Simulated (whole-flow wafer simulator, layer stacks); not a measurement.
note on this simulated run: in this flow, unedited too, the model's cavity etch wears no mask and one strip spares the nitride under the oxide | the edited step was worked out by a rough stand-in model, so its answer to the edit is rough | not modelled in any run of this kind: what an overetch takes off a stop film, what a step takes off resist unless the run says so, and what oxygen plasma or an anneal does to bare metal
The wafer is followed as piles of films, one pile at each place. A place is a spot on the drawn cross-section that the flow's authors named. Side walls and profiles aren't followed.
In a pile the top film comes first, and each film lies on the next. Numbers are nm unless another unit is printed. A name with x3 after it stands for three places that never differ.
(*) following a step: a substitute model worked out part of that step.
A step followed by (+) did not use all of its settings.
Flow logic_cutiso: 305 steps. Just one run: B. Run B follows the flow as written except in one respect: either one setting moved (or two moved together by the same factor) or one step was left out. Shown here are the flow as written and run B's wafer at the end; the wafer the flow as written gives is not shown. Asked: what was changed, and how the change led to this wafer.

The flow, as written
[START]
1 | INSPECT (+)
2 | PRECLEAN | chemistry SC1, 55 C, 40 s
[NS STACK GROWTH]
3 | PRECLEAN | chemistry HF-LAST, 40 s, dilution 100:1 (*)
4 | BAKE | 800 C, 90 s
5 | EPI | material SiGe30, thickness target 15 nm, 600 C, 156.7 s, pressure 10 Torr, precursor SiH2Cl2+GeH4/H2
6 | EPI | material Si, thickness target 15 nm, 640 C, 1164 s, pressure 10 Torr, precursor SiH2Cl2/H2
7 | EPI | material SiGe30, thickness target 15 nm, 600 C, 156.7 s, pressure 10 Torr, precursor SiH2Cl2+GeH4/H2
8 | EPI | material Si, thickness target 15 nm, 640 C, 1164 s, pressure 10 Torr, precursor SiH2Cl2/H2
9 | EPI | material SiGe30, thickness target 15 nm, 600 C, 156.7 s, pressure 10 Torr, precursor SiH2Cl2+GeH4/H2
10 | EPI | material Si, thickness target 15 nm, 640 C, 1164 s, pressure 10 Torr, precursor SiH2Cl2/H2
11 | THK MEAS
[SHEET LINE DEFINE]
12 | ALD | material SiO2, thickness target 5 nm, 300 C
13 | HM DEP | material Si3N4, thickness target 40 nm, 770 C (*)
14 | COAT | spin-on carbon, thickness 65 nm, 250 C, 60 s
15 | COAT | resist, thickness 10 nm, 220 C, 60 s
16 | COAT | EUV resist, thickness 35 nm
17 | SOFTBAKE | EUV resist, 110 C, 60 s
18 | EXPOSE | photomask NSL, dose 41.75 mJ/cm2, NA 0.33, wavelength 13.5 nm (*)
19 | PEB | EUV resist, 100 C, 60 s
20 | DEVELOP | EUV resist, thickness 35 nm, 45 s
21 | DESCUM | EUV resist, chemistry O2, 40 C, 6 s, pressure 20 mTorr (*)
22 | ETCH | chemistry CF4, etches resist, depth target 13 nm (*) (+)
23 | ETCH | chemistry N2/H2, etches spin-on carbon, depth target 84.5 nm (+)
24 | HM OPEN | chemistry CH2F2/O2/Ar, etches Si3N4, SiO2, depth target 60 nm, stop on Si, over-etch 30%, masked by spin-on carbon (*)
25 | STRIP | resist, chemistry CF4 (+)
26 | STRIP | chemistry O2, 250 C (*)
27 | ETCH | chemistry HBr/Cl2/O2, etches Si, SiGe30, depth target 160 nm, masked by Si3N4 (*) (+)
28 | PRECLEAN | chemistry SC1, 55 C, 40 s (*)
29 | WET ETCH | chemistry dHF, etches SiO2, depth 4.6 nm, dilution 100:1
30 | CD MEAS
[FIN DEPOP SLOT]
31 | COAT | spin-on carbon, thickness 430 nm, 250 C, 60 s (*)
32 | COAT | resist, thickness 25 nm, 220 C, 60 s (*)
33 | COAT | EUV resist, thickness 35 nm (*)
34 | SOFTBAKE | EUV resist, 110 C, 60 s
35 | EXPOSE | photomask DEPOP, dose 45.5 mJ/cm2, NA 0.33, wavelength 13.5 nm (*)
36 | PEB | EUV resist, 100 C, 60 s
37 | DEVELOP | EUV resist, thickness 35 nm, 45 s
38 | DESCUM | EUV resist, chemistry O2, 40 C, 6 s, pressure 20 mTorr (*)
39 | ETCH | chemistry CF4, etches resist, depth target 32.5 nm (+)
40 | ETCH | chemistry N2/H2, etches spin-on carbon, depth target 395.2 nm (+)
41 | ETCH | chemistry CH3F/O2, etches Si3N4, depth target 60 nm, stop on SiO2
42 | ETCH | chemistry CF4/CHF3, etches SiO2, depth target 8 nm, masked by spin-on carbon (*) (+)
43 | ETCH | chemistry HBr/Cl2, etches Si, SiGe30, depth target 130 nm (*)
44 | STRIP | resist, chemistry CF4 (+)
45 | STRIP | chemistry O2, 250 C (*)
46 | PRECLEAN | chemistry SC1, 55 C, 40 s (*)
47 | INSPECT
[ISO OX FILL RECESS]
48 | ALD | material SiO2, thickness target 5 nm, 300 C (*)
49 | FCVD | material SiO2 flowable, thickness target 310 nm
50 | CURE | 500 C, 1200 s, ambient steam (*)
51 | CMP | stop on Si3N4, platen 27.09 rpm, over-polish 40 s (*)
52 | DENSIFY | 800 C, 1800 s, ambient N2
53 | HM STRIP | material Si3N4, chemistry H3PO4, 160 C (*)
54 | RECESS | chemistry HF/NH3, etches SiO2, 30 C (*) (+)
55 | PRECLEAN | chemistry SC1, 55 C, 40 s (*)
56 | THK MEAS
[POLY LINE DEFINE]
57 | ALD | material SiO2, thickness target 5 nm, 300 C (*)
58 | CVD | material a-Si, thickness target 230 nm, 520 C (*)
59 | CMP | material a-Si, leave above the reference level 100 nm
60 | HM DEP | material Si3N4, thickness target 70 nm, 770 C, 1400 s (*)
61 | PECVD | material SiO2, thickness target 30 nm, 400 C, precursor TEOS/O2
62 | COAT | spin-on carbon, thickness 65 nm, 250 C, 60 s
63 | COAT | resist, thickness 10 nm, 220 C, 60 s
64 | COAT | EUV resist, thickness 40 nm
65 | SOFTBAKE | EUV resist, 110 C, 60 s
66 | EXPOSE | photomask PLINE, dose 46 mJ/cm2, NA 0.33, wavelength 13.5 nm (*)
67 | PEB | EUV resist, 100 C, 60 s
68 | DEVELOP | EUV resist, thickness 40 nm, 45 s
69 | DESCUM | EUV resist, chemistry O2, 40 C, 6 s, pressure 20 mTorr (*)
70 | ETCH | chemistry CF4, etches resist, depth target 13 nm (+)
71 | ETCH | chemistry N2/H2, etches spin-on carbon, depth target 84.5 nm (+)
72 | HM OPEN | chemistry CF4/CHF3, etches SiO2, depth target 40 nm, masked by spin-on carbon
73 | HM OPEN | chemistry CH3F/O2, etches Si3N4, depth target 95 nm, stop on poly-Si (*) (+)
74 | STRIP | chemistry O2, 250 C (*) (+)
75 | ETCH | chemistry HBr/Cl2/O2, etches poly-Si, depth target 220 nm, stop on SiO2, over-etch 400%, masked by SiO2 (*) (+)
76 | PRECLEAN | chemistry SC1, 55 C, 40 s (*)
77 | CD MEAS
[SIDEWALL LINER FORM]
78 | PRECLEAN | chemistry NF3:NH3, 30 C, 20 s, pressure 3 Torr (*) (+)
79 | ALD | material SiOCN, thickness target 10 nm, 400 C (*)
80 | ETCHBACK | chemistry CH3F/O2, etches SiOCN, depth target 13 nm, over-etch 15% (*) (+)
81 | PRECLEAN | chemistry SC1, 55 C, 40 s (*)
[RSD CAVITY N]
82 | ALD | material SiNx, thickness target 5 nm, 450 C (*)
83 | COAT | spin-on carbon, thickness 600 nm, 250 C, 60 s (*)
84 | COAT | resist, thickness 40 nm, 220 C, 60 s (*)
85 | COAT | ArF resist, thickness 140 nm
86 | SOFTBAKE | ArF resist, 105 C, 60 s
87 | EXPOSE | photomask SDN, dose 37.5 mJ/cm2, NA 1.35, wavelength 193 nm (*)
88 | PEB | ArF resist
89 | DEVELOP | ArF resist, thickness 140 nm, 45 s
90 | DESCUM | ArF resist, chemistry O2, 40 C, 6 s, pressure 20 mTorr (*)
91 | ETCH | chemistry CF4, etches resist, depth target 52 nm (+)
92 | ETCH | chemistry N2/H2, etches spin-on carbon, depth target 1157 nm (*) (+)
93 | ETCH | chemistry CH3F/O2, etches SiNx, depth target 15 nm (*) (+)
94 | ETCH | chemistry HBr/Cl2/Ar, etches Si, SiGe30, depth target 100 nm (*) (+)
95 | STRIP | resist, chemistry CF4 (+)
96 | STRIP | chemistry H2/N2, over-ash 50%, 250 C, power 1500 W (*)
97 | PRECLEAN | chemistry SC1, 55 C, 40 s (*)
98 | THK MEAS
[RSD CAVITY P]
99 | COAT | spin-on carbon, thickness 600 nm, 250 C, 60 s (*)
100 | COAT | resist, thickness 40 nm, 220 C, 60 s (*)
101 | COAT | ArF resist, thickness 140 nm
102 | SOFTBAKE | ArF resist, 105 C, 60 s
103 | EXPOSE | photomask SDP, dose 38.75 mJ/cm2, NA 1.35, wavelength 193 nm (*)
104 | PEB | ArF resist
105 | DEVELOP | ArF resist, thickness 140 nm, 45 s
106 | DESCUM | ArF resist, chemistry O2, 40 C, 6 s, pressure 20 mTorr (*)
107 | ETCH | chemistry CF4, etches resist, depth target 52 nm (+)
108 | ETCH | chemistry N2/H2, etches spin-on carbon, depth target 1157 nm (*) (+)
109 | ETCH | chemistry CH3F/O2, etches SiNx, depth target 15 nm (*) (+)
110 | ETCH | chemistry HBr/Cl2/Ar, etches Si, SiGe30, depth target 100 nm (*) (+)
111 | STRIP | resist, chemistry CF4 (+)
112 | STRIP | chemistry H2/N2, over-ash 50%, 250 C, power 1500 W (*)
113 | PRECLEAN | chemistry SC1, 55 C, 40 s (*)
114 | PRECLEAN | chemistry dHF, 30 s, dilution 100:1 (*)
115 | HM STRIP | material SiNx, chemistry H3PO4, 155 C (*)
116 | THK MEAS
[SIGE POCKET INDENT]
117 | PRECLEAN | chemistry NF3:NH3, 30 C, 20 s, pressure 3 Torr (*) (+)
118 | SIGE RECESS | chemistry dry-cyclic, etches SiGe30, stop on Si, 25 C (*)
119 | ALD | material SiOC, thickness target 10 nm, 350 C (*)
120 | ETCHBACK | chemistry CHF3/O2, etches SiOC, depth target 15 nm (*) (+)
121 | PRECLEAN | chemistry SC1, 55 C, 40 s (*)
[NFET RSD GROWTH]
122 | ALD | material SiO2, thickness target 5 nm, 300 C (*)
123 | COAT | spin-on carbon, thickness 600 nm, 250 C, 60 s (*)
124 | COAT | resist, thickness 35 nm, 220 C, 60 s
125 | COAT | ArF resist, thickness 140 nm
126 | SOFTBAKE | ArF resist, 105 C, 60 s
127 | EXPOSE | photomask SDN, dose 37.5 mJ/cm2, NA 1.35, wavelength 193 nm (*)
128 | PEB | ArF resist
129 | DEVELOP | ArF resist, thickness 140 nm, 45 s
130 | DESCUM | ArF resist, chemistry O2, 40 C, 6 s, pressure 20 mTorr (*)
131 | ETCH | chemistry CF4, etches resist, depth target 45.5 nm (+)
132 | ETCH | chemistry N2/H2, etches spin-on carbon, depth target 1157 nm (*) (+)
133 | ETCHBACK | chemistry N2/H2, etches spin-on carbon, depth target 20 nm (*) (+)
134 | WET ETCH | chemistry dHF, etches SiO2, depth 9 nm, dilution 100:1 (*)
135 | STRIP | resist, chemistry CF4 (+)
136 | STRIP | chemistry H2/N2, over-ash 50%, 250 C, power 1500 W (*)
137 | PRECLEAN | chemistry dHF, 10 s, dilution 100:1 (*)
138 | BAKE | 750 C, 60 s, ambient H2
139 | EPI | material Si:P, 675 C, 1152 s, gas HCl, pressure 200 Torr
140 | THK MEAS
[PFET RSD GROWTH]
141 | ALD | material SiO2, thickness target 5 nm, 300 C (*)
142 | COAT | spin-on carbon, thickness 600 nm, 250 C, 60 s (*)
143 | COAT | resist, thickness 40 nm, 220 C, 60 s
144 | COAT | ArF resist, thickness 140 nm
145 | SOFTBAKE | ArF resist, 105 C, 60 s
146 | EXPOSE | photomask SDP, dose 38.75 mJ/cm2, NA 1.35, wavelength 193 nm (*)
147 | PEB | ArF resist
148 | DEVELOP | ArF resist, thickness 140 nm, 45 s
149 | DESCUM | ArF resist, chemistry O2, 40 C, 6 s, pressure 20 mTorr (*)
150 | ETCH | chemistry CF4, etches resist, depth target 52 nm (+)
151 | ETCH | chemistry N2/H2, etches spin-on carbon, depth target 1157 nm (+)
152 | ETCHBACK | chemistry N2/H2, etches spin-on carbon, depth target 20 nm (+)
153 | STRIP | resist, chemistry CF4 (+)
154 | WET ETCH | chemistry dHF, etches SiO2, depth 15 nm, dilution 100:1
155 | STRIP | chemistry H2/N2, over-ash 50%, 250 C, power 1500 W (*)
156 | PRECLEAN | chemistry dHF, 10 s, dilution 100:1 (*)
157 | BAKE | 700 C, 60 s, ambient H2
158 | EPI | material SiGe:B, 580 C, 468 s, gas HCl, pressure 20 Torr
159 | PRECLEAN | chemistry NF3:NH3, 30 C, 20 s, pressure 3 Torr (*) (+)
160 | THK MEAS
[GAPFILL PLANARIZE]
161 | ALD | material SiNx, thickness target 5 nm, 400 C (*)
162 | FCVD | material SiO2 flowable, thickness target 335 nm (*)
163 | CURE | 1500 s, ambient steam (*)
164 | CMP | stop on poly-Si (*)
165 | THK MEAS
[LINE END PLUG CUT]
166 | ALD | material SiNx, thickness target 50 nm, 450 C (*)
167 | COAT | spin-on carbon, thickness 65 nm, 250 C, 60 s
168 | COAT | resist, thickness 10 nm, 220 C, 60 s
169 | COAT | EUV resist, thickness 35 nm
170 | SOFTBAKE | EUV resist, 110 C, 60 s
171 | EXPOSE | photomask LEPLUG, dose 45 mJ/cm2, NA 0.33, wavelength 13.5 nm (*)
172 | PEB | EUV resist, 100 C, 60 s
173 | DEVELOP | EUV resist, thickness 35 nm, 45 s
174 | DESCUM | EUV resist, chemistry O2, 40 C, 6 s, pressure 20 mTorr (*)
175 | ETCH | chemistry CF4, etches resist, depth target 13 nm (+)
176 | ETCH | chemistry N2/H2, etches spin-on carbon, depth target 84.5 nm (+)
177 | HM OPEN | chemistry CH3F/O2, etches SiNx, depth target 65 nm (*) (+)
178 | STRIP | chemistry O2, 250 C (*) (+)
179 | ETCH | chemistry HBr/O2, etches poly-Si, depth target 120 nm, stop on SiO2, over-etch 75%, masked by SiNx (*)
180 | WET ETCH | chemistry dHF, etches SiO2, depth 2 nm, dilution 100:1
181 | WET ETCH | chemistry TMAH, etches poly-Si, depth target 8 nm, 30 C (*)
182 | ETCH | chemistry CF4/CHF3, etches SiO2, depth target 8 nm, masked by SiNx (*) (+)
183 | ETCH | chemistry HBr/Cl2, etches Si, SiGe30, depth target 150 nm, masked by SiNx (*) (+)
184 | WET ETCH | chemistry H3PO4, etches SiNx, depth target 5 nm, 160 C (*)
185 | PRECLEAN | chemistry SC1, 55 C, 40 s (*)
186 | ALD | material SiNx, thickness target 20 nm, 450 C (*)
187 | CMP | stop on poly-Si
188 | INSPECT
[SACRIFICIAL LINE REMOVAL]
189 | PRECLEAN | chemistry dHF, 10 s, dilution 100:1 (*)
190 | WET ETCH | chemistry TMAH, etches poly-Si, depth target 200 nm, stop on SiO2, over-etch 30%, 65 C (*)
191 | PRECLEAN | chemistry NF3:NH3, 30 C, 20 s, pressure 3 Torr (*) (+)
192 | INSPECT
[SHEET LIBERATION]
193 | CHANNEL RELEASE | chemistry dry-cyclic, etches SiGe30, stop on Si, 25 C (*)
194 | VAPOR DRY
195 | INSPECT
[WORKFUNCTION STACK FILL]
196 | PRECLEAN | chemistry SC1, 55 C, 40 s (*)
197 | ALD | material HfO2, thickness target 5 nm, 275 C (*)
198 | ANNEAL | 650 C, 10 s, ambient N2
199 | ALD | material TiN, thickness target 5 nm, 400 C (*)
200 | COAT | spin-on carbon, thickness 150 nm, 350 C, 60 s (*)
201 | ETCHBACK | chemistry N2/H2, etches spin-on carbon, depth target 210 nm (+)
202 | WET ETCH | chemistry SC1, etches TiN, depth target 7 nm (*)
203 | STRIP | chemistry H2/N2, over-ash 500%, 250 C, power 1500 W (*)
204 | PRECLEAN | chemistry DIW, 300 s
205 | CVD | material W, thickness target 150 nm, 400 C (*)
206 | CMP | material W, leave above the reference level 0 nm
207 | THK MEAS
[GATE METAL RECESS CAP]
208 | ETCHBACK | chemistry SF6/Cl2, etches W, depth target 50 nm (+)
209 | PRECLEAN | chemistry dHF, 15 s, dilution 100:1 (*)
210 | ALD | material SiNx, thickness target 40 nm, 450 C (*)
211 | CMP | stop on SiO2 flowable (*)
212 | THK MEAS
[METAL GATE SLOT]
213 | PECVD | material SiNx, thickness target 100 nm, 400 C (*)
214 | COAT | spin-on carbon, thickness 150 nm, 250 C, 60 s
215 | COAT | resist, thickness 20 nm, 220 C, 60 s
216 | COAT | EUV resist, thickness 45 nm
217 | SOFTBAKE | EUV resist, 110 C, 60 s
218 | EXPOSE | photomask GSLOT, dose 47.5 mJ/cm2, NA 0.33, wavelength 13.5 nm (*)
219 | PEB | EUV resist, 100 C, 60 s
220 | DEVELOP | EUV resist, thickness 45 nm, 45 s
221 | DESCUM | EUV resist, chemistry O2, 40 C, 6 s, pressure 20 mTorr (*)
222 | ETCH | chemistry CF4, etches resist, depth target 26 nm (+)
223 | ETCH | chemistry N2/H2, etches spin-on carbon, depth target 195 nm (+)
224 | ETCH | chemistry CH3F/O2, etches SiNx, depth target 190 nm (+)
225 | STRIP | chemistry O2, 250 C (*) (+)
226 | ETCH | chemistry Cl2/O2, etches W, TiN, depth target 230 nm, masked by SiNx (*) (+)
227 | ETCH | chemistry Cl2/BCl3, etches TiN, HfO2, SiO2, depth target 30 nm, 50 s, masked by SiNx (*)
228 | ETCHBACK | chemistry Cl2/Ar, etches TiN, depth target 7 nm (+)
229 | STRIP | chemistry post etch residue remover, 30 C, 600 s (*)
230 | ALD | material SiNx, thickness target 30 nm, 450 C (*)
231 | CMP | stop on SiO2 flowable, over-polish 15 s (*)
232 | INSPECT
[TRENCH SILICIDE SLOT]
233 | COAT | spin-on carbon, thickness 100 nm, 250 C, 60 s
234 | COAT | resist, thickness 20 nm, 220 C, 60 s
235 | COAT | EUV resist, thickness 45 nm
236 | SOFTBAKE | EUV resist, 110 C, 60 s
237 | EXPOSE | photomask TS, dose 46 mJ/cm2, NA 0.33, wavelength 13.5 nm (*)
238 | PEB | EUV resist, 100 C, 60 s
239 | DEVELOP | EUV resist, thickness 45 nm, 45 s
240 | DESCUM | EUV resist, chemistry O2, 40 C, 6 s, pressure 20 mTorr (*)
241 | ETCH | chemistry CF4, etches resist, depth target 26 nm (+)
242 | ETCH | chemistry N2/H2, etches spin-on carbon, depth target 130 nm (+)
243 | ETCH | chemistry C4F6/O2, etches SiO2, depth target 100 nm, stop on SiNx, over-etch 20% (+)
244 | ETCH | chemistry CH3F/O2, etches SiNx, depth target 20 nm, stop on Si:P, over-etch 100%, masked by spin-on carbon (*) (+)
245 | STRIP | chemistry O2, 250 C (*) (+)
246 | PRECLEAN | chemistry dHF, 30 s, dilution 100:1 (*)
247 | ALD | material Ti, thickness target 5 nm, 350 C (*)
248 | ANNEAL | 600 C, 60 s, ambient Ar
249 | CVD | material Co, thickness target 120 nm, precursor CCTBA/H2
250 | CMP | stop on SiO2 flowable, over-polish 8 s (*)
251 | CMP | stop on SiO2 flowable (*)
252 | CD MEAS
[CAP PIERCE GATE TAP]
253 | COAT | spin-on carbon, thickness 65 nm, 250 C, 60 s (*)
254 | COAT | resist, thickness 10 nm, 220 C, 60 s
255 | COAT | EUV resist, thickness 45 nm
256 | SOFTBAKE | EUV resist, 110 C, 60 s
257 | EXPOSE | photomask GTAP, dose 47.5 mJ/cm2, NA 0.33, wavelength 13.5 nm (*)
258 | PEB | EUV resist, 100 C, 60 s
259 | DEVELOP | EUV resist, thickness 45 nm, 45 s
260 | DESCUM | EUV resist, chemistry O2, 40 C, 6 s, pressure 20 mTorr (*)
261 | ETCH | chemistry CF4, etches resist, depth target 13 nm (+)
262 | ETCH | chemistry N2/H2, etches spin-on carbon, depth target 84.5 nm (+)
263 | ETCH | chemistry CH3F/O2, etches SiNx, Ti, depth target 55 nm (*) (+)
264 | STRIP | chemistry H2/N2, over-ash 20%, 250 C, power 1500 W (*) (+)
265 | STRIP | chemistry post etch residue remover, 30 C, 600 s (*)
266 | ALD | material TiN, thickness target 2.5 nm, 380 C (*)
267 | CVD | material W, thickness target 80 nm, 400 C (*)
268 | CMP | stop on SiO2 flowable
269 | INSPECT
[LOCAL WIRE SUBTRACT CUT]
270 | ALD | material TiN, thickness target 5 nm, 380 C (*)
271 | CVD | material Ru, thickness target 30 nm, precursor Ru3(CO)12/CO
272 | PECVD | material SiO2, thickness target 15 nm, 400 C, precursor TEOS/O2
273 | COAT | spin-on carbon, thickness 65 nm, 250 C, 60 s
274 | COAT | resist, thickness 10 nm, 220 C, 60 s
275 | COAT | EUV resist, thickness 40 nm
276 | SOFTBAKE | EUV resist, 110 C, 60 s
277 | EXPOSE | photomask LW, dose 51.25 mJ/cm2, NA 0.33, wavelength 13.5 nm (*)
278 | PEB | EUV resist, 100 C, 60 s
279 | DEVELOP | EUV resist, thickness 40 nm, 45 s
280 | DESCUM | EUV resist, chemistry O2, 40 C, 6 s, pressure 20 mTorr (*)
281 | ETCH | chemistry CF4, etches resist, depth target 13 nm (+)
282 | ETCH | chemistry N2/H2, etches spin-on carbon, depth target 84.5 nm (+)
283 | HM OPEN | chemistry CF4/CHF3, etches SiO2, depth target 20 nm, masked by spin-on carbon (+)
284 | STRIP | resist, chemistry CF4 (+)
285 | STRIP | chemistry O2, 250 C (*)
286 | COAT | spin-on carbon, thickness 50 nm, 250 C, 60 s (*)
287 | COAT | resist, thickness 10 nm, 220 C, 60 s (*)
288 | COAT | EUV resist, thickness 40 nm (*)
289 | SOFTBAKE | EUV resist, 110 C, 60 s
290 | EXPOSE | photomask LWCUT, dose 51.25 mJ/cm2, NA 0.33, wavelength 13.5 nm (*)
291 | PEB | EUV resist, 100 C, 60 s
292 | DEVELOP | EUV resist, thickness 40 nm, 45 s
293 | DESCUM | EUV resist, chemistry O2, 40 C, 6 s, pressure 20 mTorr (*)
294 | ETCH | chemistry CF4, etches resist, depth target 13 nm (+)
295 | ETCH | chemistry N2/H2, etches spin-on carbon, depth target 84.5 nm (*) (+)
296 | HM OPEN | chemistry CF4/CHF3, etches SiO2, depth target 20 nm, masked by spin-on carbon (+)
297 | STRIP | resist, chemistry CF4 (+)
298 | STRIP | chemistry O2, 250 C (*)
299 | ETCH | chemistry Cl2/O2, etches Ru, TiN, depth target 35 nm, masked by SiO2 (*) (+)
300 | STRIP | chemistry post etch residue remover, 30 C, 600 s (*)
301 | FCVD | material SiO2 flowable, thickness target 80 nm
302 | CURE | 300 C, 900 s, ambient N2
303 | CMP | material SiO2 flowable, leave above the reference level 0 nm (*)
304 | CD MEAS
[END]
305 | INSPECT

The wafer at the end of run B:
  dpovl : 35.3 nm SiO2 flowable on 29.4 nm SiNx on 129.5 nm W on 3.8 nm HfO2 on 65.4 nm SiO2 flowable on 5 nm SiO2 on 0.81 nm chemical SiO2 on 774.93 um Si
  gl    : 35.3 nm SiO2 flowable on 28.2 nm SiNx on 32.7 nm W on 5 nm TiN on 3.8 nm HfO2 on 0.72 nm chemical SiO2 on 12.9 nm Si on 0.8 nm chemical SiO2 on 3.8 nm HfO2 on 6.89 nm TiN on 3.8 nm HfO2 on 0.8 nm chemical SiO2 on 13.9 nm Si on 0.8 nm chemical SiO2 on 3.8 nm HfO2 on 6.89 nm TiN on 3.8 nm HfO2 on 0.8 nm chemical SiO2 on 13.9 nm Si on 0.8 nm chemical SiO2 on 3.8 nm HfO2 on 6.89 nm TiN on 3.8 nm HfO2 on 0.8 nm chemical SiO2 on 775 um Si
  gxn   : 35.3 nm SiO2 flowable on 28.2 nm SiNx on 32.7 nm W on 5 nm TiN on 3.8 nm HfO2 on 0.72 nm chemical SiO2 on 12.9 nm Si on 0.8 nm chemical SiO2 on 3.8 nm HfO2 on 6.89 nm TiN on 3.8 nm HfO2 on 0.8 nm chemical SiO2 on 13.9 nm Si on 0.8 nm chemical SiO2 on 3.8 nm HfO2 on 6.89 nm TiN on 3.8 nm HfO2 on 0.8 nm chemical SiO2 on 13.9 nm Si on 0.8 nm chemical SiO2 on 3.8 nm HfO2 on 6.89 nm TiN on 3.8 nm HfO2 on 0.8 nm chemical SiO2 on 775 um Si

What caused this: step 197, ALD: thickness target 3.8 nm was run, though the flow has thickness target 5 nm.
The wafer itself shows it: dpovl has HfO2 3.8, and step 197 as written asks for 5 nm.

The path from the change to this, step by step:
  197 | ALD | material HfO2, thickness target 5 nm, 275 C (*)
      depop, dpovl, gfld and 12 more: +3.8 HfO2 (new film) (in the flow as written it would be: +5 HfO2 (new film))
      gl, glp, gxn, gxp, ns, tap: +3.8 HfO2 (new film), +3.8 HfO2 (new film), -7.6 cavity, +3.8 HfO2 (new film), +3.8 HfO2 (new film), -7.6 cavity, +3.8 HfO2 (new film), +3.8 HfO2 (new film), -7.6 cavity, +3.8 HfO2 (new film) (in the flow as written it would be: +5 HfO2 (new film), +5 HfO2 (new film), -10 cavity, +5 HfO2 (new film), +5 HfO2 (new film), -10 cavity, +5 HfO2 (new film), +5 HfO2 (new film), -10 cavity, +5 HfO2 (new film))
      (also at 1 further place)
  199 | ALD | material TiN, thickness target 5 nm, 400 C (*)
      gl, glp, tap: +5 TiN (new film), +6.89 TiN (new film), -6.89 cavity (all of it), +6.89 TiN (new film), -6.89 cavity (all of it), +6.89 TiN (new film), -6.89 cavity (all of it) (in the flow as written it would be: +5.26 TiN (new film), +4.49 TiN (new film), -4.49 cavity (all of it), +4.49 TiN (new film), -4.49 cavity (all of it), +4.49 TiN (new film), -4.49 cavity (all of it))
      gxn, gxp, ns: +5 TiN (new film), +6.89 TiN (new film), -6.89 cavity (all of it), +6.89 TiN (new film), -6.89 cavity (all of it), +6.89 TiN (new film), -6.89 cavity (all of it) (in the flow as written it would be: +5 TiN (new film), +4.49 TiN (new film), -4.49 cavity (all of it), +4.49 TiN (new film), -4.49 cavity (all of it), +4.49 TiN (new film), -4.49 cavity (all of it))
      (also at 2 further places)
  200 | COAT | spin-on carbon, thickness 150 nm, 350 C, 60 s (*)
      lnr, lnrp: +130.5 spin-on carbon (new film) (in the flow as written it would be: +133.9 spin-on carbon (new film))
      rsdn, rsdw: +142.2 spin-on carbon (new film) (in the flow as written it would be: +145.8 spin-on carbon (new film))
      (also at 7 further places)
  201 | ETCHBACK | chemistry N2/H2, etches spin-on carbon, depth target 210 nm (+)
      lnr, lnrp: -130.5 spin-on carbon (all of it) (in the flow as written it would be: -133.9 spin-on carbon (all of it))
      rsdn, rsdw: -142.2 spin-on carbon (all of it) (in the flow as written it would be: -145.8 spin-on carbon (all of it))
      (also at 7 further places)
  203 | STRIP | chemistry H2/N2, over-ash 500%, 250 C, power 1500 W (*)
      gl, glp: -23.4 spin-on carbon (all of it) (in the flow as written it would be: -26.7 spin-on carbon (all of it))
      gxn, gxp: -23.1 spin-on carbon (all of it) (in the flow as written it would be: -26.8 spin-on carbon (all of it))
      (also at 3 further places)
  206 | CMP | material W, leave above the reference level 0 nm
      lnr, lnri, lnrp, lnrt: -150 W (all of it), -3.8 HfO2 (all of it), -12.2 SiOCN (in the flow as written it would be: -150 W (all of it), -5 HfO2 (all of it), -12.2 SiOCN)
      rsdn, rsdp, rsdw, rsdx: -162.2 W (all of it), -3.8 HfO2 (all of it) (in the flow as written it would be: -162.2 W (all of it), -5 HfO2 (all of it))
      (also at 2 further places)
  226 | ETCH | chemistry Cl2/O2, etches W, TiN, depth target 230 nm, masked by SiNx (*) (+)
      gfld: -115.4 W (all of it), -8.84 TiN (all of it), -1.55 HfO2 (in the flow as written it would be: -115.4 W (all of it), -7.64 TiN (all of it), -1.54 HfO2)
  227 | ETCH | chemistry Cl2/BCl3, etches TiN, HfO2, SiO2, depth target 30 nm, 50 s, masked by SiNx (*)
      gfld: -2.25 HfO2 (all of it), -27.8 SiO2 flowable (in the flow as written it would be: -3.46 HfO2 (all of it), -26.5 SiO2 flowable)
